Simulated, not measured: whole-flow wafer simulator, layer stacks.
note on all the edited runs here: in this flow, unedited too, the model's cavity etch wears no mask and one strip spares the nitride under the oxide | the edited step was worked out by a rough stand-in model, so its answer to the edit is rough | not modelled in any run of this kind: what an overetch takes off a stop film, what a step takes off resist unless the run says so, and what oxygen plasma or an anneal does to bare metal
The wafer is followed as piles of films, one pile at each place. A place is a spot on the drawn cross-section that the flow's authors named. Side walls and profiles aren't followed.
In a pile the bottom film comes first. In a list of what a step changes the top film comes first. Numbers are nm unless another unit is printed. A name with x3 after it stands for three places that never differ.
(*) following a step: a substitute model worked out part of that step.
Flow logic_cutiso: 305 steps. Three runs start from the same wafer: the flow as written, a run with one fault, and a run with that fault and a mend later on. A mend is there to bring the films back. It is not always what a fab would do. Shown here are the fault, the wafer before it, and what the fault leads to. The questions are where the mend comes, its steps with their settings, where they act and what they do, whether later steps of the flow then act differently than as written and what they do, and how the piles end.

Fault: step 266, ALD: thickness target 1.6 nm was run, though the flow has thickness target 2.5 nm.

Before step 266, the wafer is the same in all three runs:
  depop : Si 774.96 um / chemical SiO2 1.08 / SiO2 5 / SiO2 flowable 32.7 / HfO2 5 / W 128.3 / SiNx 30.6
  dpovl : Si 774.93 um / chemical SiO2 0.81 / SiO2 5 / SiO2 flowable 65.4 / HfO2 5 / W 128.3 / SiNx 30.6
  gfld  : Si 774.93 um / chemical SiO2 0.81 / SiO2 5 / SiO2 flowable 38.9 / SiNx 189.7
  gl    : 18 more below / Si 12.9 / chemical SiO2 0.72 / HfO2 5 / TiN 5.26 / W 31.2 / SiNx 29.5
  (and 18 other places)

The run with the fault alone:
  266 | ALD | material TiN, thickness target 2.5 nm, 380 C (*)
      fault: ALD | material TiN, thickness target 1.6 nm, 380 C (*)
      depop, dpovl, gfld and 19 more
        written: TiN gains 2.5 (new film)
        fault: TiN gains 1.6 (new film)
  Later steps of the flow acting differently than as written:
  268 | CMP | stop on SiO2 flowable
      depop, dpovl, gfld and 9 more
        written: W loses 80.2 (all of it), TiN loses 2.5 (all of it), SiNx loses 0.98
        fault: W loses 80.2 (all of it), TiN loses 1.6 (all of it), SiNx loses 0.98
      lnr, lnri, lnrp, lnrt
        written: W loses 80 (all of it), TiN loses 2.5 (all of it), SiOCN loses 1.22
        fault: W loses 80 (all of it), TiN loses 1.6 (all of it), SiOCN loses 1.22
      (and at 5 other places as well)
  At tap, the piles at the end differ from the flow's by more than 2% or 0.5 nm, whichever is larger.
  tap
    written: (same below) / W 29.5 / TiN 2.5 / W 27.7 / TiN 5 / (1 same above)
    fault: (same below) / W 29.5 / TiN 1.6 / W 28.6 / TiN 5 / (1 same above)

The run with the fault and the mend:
  The mend follows step 266.
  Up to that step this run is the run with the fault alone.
  266a | ALD | material TiN, thickness target 0.9 nm, 380 C (*) (a further turn of the flow's step 266, with different settings)
      depop, dpovl, gfld and 19 more
        TiN gains 0.9
  Later steps of the flow that are run all act as written at every place that is followed.
  The piles end the same as the flow's at every place that both follow.
